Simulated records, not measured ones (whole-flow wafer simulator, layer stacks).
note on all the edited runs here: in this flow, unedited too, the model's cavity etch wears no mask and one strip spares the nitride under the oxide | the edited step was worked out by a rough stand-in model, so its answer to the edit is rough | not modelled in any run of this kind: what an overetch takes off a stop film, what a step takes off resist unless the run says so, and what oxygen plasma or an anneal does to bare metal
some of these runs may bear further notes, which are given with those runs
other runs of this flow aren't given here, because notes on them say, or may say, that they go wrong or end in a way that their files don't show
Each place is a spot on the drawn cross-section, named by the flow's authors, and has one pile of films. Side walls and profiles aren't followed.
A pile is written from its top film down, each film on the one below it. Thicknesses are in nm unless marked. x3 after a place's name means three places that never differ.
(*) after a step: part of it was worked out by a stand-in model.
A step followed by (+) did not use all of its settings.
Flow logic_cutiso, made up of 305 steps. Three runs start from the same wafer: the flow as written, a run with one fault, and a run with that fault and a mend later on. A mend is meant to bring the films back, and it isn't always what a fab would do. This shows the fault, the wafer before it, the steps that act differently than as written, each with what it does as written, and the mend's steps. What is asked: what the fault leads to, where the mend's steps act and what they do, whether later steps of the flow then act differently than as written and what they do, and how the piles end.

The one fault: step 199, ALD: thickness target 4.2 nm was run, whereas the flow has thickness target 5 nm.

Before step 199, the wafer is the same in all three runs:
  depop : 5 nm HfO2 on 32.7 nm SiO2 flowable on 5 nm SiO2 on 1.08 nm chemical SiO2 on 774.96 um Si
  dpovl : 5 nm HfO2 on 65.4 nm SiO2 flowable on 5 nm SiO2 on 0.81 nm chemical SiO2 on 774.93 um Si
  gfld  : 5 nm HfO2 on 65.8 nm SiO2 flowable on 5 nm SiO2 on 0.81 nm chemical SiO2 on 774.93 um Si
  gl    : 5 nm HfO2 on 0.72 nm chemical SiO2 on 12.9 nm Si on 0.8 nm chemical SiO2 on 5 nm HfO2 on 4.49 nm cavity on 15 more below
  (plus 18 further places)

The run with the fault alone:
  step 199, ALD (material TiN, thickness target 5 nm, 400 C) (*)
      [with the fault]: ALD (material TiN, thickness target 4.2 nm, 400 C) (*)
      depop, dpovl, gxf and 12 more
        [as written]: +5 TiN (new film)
        [with the fault]: +4.2 TiN (new film)
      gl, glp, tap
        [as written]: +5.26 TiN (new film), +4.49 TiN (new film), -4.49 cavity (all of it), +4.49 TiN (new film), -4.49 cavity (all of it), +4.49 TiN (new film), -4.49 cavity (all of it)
        [with the fault]: +4.2 TiN (new film), +4.49 TiN (new film), -4.49 cavity (all of it), +4.49 TiN (new film), -4.49 cavity (all of it), +4.49 TiN (new film), -4.49 cavity (all of it)
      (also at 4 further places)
  Steps further on in the flow that do not act as written (7 more steps, not shown, differ only slightly: by at most 2% or 0.5 nm, whichever is larger):
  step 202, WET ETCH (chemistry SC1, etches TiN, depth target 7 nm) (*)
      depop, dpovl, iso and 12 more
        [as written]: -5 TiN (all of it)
        [with the fault]: -4.2 TiN (all of it)
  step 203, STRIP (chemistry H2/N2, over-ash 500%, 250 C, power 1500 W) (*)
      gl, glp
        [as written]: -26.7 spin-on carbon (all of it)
        [with the fault]: -24.6 spin-on carbon (all of it)
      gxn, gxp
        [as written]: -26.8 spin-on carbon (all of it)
        [with the fault]: -24.3 spin-on carbon (all of it)
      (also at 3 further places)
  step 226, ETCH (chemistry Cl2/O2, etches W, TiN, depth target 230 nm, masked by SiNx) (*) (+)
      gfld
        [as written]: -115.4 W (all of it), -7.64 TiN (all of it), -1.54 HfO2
        [with the fault]: -116.2 W (all of it), -6.84 TiN (all of it), -1.54 HfO2
  The piles end different from the flow's at gl, glp, gxf, gxn, gxp, tap by more than 2% or 0.5 nm, whichever is larger.
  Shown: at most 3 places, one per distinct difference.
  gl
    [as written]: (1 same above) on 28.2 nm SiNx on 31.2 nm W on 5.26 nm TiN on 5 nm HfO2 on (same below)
    [with the fault]: (1 same above) on 28.2 nm SiNx on 32.3 nm W on 4.2 nm TiN on 5 nm HfO2 on (same below)
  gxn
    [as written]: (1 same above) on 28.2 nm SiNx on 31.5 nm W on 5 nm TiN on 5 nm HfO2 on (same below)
    [with the fault]: (1 same above) on 28.2 nm SiNx on 32.3 nm W on 4.2 nm TiN on 5 nm HfO2 on (same below)
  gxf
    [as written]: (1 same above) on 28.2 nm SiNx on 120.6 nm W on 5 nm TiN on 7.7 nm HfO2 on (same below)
    [with the fault]: (1 same above) on 28.2 nm SiNx on 121.4 nm W on 4.2 nm TiN on 7.7 nm HfO2 on (same below)

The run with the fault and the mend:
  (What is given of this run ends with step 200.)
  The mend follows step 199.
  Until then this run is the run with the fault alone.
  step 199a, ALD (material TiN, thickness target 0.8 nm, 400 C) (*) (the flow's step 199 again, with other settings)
      depop, dpovl, gfld and 19 more
        +0.8 TiN
  Every later step of the flow up to step 200 that is run acts as written, at every place that is followed, to within 2% or 0.5 nm, whichever is larger.
  The piles after step 200 are only slightly different from the flow's at the places that both follow, by no more than 2% or 0.5 nm, whichever is larger.
